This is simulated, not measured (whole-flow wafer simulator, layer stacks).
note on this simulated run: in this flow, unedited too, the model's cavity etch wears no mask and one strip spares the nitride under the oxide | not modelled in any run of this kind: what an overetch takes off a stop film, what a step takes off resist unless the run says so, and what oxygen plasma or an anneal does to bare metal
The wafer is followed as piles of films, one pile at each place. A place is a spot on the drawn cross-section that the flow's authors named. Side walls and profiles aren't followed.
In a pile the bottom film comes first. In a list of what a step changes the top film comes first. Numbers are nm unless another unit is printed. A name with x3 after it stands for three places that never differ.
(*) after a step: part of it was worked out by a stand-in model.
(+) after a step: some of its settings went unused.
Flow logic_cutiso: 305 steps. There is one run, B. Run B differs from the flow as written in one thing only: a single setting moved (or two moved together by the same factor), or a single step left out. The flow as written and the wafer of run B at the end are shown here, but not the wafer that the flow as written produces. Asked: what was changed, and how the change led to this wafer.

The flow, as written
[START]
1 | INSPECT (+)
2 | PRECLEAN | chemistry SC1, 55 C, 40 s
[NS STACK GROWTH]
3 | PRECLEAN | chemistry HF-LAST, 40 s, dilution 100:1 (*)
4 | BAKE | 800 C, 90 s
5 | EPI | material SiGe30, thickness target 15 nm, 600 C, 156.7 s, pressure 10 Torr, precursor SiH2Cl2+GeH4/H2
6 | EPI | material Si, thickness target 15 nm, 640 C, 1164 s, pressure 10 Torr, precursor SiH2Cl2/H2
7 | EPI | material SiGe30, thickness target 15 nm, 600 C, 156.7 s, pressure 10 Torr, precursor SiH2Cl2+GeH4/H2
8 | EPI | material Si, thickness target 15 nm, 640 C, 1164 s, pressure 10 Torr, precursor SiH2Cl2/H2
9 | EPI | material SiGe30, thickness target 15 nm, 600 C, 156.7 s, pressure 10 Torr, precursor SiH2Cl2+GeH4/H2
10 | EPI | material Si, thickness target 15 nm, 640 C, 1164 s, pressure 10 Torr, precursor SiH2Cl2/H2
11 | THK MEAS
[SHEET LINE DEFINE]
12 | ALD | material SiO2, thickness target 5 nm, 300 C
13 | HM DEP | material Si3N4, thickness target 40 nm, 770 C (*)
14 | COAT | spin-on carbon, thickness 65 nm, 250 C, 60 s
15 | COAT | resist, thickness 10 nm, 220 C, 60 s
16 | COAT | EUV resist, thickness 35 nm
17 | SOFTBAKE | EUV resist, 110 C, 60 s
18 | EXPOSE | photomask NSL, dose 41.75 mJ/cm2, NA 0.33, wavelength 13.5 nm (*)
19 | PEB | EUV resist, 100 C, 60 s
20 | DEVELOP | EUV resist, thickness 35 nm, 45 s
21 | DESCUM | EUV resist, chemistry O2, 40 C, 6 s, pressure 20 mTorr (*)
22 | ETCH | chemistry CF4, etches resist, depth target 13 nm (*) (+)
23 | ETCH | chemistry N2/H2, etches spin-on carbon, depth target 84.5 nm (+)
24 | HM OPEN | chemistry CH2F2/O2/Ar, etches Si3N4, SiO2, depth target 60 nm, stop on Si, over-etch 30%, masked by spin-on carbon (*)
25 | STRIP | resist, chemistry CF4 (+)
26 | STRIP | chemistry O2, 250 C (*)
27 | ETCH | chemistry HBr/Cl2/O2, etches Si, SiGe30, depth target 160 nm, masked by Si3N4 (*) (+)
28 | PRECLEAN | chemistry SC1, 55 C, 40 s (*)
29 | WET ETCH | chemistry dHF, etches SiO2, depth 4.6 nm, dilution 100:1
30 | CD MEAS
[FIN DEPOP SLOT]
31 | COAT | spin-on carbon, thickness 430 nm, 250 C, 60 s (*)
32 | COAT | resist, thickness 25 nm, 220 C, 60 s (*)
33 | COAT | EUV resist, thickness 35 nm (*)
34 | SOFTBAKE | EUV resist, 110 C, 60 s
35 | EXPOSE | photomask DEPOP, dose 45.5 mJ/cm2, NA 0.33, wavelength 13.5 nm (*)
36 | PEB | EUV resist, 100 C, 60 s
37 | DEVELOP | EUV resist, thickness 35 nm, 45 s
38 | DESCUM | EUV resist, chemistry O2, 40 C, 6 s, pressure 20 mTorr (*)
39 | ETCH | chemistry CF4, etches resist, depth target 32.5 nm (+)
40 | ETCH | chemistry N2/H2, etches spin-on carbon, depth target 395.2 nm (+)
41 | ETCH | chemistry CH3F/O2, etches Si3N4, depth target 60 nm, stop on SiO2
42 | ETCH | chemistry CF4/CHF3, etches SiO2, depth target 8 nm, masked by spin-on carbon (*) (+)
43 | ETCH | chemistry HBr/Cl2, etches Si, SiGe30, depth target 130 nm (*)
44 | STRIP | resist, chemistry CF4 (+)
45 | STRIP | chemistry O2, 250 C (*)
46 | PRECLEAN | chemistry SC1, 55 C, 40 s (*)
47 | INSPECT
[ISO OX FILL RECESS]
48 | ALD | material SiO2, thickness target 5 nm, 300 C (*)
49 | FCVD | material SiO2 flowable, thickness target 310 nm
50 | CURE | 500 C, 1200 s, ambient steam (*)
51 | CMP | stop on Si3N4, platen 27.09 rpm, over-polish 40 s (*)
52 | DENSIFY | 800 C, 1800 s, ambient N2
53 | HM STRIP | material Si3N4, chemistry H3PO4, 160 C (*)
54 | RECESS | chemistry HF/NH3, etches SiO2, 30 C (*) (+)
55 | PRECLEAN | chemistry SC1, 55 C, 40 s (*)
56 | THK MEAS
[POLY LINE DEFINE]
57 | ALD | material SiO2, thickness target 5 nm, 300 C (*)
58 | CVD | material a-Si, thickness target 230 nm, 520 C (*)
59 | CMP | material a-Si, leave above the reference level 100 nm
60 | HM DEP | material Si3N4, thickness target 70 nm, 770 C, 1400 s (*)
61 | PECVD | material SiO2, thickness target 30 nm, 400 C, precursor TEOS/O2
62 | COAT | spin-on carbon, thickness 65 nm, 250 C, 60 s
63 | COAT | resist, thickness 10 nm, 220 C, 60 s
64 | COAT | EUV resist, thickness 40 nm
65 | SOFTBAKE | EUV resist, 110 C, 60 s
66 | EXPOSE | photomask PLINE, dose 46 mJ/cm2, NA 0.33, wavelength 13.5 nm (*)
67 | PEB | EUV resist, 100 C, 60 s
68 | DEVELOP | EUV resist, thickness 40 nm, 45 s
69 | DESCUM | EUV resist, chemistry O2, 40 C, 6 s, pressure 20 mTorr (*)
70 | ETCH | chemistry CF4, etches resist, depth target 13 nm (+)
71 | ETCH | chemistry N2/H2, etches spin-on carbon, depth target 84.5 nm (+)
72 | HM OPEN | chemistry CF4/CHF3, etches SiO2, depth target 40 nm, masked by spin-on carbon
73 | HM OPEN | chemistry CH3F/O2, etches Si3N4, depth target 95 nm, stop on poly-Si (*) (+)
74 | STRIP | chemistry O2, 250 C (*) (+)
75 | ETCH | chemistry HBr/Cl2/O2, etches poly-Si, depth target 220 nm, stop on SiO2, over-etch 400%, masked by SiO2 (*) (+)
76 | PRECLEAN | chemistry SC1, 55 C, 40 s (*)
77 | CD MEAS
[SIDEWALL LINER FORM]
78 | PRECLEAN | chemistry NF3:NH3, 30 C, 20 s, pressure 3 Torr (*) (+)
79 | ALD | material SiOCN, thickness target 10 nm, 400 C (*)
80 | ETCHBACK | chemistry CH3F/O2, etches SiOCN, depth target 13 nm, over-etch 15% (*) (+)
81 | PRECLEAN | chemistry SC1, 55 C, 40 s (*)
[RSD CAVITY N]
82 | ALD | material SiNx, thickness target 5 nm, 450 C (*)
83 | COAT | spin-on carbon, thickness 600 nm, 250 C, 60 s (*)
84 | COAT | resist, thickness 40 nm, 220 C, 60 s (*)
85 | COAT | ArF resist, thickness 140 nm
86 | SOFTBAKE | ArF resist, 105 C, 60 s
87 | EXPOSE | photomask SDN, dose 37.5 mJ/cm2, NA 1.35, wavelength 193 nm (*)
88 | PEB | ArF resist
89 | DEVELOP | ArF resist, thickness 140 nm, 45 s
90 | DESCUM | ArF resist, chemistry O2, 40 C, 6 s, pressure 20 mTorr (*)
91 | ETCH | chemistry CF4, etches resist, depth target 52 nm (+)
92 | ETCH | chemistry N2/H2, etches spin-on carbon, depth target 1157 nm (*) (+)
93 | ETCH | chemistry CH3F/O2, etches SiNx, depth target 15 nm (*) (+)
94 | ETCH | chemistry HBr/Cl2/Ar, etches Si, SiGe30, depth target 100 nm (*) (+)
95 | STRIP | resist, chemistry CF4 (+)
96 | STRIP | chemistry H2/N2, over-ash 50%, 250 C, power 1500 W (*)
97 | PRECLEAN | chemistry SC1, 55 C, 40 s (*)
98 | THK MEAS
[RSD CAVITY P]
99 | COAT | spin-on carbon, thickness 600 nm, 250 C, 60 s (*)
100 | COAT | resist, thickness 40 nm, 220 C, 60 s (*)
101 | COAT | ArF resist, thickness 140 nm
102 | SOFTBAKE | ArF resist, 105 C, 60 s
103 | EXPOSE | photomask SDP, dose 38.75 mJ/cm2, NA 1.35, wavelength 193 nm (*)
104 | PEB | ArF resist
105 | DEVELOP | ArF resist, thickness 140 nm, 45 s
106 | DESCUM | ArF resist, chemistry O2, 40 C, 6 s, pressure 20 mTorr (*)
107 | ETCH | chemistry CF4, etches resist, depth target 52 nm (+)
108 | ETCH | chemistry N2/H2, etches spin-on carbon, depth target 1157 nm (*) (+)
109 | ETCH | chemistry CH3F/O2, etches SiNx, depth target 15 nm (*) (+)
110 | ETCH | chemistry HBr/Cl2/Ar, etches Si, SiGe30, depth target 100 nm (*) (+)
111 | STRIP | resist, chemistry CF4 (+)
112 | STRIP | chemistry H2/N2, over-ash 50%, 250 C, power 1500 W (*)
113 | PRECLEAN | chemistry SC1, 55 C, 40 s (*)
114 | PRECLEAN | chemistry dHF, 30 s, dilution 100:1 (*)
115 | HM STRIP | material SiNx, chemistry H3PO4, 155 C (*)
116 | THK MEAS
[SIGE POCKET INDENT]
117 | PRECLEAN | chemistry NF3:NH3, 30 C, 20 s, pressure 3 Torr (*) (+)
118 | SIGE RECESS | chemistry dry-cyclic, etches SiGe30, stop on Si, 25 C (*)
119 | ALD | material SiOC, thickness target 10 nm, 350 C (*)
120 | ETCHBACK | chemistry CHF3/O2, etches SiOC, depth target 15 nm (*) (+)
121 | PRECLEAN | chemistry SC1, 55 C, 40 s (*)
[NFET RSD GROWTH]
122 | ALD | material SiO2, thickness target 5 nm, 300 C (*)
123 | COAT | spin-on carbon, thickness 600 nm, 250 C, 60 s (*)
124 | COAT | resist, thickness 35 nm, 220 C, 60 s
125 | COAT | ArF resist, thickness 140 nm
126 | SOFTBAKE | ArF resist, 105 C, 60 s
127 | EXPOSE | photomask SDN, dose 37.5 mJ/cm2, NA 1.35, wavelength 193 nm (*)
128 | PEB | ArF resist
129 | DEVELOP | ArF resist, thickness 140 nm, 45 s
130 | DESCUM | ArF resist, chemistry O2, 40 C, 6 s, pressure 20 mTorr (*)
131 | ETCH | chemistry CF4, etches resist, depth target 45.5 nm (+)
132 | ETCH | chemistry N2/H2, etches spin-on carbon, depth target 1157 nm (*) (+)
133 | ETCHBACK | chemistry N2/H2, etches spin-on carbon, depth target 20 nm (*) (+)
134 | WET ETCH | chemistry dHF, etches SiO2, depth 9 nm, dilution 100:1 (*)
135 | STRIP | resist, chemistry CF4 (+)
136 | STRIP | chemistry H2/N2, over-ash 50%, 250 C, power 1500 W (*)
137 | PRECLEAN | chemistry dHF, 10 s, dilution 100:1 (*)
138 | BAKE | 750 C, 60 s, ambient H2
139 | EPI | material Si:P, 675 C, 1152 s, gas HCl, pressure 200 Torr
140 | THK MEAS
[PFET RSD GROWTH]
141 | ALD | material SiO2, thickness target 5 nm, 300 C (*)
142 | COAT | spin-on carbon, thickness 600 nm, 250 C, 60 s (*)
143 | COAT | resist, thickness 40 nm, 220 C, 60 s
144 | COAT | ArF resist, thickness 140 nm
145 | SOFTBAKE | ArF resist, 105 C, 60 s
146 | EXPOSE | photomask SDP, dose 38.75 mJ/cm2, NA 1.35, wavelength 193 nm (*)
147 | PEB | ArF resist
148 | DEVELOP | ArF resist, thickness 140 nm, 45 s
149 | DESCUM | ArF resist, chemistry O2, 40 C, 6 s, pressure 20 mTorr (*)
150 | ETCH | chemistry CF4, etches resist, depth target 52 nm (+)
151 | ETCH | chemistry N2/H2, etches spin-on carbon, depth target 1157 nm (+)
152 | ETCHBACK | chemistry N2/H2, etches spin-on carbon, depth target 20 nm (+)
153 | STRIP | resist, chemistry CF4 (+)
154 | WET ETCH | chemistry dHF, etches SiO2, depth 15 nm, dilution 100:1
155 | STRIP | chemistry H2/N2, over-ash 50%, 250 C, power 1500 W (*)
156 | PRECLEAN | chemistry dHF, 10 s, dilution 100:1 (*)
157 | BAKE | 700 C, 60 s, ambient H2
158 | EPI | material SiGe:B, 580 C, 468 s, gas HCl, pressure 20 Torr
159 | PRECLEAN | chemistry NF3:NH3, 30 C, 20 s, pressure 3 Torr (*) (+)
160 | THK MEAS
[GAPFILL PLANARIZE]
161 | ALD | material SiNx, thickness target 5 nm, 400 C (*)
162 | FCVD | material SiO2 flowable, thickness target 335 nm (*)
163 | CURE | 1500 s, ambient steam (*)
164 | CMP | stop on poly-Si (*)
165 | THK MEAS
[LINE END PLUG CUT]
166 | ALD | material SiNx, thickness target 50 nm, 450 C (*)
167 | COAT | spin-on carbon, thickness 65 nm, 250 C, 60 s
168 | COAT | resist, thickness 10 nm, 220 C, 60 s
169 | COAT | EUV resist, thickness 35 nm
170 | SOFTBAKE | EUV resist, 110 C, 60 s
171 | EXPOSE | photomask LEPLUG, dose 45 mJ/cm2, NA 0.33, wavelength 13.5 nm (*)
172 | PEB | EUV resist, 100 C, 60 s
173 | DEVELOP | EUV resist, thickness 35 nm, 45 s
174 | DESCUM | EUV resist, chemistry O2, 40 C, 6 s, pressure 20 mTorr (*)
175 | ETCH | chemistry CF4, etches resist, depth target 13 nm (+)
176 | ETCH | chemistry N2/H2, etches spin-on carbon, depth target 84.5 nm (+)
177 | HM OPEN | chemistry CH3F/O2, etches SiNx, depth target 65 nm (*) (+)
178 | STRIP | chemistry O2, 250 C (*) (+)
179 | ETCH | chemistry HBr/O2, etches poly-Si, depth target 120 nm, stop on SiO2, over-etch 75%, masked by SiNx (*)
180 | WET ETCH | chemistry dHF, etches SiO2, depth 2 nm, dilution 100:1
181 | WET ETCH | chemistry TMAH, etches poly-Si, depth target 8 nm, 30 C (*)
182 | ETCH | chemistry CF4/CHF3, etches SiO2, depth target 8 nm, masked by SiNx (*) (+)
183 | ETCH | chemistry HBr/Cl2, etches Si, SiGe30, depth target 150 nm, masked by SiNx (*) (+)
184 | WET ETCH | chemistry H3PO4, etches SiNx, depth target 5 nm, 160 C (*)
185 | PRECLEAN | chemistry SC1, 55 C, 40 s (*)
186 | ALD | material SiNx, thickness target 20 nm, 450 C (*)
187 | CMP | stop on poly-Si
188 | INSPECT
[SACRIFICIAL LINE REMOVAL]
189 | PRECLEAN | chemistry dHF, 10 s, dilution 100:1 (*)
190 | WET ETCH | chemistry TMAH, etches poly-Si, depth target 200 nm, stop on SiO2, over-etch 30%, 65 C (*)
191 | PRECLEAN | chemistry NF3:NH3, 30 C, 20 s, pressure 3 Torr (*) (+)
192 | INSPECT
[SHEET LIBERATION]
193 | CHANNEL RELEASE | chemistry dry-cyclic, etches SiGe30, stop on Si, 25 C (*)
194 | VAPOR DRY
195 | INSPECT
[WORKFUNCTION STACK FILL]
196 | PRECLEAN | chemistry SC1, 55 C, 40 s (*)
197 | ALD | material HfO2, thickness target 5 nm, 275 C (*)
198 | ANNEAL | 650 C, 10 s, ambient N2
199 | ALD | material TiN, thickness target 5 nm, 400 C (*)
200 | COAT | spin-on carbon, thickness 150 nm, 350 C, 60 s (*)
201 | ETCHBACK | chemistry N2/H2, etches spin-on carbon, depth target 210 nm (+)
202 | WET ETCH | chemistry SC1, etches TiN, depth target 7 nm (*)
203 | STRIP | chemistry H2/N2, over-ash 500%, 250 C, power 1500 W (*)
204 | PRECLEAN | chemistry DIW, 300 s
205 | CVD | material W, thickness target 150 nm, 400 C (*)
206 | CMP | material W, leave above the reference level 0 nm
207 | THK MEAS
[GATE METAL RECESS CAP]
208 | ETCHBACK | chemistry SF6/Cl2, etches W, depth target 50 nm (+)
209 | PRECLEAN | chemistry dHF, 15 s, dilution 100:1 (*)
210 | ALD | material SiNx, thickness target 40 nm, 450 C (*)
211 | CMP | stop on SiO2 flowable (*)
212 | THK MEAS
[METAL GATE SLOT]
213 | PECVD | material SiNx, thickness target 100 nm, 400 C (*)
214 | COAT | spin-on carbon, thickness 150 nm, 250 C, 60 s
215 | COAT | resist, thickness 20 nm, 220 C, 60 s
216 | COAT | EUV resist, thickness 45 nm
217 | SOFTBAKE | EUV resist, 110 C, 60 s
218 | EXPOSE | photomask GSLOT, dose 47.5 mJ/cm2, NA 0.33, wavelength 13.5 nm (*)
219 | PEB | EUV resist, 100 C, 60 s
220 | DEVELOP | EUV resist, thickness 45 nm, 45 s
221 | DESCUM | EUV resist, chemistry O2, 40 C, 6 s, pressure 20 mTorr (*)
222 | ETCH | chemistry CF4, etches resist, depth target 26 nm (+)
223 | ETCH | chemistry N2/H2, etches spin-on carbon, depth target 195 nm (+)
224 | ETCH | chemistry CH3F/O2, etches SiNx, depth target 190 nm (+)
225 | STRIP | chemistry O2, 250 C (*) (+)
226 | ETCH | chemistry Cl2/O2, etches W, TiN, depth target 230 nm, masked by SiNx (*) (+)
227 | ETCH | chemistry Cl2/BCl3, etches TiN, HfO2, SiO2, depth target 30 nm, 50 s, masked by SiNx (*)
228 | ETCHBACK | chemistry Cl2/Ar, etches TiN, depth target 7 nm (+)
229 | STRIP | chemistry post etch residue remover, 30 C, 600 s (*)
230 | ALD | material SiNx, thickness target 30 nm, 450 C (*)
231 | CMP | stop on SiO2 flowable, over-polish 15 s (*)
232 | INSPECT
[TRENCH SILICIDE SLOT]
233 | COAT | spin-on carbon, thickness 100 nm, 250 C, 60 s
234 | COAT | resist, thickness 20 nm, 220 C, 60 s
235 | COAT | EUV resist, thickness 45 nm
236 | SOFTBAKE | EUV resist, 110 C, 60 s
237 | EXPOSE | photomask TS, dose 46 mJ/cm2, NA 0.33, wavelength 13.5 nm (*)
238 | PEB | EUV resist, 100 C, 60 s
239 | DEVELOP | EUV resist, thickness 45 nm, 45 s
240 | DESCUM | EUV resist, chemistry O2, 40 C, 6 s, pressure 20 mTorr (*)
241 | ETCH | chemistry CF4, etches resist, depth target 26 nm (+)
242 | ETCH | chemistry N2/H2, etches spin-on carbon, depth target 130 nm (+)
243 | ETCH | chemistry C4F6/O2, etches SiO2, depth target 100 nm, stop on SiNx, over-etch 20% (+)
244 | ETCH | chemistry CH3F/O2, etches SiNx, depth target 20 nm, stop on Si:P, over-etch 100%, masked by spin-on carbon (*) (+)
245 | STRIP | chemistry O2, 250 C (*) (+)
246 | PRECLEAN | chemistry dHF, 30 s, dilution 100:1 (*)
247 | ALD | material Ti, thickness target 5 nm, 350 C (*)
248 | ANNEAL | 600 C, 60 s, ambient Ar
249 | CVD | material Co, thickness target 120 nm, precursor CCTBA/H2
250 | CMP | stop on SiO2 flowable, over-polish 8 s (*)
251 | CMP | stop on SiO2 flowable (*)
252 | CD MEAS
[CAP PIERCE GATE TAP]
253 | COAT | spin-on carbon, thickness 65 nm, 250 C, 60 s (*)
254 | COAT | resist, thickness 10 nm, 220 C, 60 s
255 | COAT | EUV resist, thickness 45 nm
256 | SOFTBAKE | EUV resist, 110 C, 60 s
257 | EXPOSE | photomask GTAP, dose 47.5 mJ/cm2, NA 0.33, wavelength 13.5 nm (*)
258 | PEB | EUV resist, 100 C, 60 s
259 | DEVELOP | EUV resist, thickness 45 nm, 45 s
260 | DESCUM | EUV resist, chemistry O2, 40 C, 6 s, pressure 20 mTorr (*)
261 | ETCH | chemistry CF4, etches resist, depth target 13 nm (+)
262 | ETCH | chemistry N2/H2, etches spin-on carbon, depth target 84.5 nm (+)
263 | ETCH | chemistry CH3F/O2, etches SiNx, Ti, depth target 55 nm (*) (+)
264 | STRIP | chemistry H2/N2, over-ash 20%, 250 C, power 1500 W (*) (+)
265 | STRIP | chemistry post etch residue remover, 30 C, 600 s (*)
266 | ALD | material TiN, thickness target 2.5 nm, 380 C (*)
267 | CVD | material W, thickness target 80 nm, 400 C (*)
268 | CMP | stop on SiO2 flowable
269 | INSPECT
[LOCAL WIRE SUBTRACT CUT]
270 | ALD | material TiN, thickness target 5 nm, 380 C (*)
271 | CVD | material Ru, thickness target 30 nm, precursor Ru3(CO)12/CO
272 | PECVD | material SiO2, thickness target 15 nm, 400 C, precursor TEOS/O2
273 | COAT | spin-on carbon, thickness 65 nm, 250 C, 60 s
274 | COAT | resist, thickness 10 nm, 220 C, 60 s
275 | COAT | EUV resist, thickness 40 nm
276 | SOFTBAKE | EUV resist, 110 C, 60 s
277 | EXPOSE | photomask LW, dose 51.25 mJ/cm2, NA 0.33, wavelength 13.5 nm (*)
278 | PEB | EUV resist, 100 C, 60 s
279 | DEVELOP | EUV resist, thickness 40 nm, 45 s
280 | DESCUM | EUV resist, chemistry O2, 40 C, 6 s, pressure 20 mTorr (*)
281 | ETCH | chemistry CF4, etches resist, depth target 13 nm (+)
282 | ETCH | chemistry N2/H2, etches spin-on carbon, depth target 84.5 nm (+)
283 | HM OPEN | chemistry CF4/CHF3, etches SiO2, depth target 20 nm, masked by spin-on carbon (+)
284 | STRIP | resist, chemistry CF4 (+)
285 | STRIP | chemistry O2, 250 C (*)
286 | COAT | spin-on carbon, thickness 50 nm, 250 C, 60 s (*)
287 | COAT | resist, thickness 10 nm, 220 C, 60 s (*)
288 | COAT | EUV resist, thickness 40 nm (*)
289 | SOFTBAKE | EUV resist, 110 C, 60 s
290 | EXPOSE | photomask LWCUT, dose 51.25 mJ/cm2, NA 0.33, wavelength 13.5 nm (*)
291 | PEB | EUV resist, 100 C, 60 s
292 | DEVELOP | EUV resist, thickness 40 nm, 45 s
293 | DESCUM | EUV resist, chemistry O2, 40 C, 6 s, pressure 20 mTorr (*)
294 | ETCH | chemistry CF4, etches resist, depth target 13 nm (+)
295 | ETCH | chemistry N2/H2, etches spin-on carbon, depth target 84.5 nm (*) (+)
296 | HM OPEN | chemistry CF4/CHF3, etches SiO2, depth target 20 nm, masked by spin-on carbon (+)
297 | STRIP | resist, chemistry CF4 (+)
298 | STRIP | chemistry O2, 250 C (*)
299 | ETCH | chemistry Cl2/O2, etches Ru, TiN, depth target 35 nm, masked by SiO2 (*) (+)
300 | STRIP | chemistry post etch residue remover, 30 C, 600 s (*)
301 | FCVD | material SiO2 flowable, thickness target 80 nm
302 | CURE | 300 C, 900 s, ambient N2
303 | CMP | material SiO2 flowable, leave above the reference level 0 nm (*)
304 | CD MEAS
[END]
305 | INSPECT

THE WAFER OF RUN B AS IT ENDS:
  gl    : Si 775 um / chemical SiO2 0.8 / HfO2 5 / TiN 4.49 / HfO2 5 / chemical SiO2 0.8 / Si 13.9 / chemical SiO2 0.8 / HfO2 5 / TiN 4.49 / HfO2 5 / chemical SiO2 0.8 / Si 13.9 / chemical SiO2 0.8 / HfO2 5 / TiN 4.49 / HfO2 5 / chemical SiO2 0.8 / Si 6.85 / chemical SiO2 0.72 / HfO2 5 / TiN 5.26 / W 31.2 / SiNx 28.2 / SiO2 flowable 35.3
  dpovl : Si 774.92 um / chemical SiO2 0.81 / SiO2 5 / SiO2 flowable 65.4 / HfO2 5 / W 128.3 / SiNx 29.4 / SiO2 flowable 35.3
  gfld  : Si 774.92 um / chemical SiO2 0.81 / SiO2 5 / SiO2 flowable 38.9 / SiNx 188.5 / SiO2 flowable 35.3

What caused this: step 10, EPI: 698.6 s was run, whereas the flow has 1164 s.

How this came from the change, step by step:
  10 | EPI | material Si, thickness target 15 nm, 640 C, 1164 s, pressure 10 Torr, precursor SiH2Cl2/H2
      depop, dpovl, gfld and 19 more: +9 Si (new film) (as written it would have been: +15 Si (new film))
  27 | ETCH | chemistry HBr/Cl2/O2, etches Si, SiGe30, depth target 160 nm, masked by Si3N4 (*) (+)
      gfld, gxf, iso, lnri: -0.79 chemical SiO2 (all of it), -5.35 Si (all of it), -15 SiGe30 (all of it), -15 Si (all of it), -15 SiGe30 (all of it), -15 Si (all of it), -15 SiGe30 (all of it), -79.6 Si (as written it would have been: -0.79 chemical SiO2 (all of it), -11.4 Si (all of it), -15 SiGe30 (all of it), -15 Si (all of it), -15 SiGe30 (all of it), -15 Si (all of it), -15 SiGe30 (all of it), -73.6 Si)
      dpovl, nsgap: -0.79 chemical SiO2 (all of it), -5.75 Si (all of it), -15 SiGe30 (all of it), -15 Si (all of it), -15 SiGe30 (all of it), -15 Si (all of it), -15 SiGe30 (all of it), -79.2 Si (as written it would have been: -0.79 chemical SiO2 (all of it), -11.8 Si (all of it), -15 SiGe30 (all of it), -15 Si (all of it), -15 SiGe30 (all of it), -15 Si (all of it), -15 SiGe30 (all of it), -73.2 Si)
      (as well as at 1 more place)
  43 | ETCH | chemistry HBr/Cl2, etches Si, SiGe30, depth target 130 nm (*)
      depop: -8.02 Si (all of it), -15 SiGe30 (all of it), -15 Si (all of it), -15 SiGe30 (all of it), -15 Si (all of it), -15 SiGe30 (all of it), -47 Si (as written it would have been: -14 Si (all of it), -15 SiGe30 (all of it), -15 Si (all of it), -15 SiGe30 (all of it), -15 Si (all of it), -15 SiGe30 (all of it), -41 Si)
  94 | ETCH | chemistry HBr/Cl2/Ar, etches Si, SiGe30, depth target 100 nm (*) (+)
      rsdn, rsdx: -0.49 chemical SiO2 (all of it), -6.82 Si (all of it), -15 SiGe30 (all of it), -15 Si (all of it), -15 SiGe30 (all of it), -15 Si (all of it), -15 SiGe30 (all of it), -18.2 Si (as written it would have been: -0.49 chemical SiO2 (all of it), -12.8 Si (all of it), -15 SiGe30 (all of it), -15 Si (all of it), -15 SiGe30 (all of it), -15 Si (all of it), -15 SiGe30 (all of it), -12.2 Si)
  110 | ETCH | chemistry HBr/Cl2/Ar, etches Si, SiGe30, depth target 100 nm (*) (+)
      rsdp, rsdw: -0.49 chemical SiO2 (all of it), -6.82 Si (all of it), -15 SiGe30 (all of it), -15 Si (all of it), -15 SiGe30 (all of it), -15 Si (all of it), -15 SiGe30 (all of it), -18.2 Si (as written it would have been: -0.49 chemical SiO2 (all of it), -12.8 Si (all of it), -15 SiGe30 (all of it), -15 Si (all of it), -15 SiGe30 (all of it), -15 Si (all of it), -15 SiGe30 (all of it), -12.2 Si)
  183 | ETCH | chemistry HBr/Cl2, etches Si, SiGe30, depth target 150 nm, masked by SiNx (*) (+)
      plug: -7.55 Si (all of it), -15 SiGe30 (all of it), -15 Si (all of it), -15 SiGe30 (all of it), -15 Si (all of it), -15 SiGe30 (all of it), -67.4 Si (as written it would have been: -13.6 Si (all of it), -15 SiGe30 (all of it), -15 Si (all of it), -15 SiGe30 (all of it), -15 Si (all of it), -15 SiGe30 (all of it), -61.4 Si)
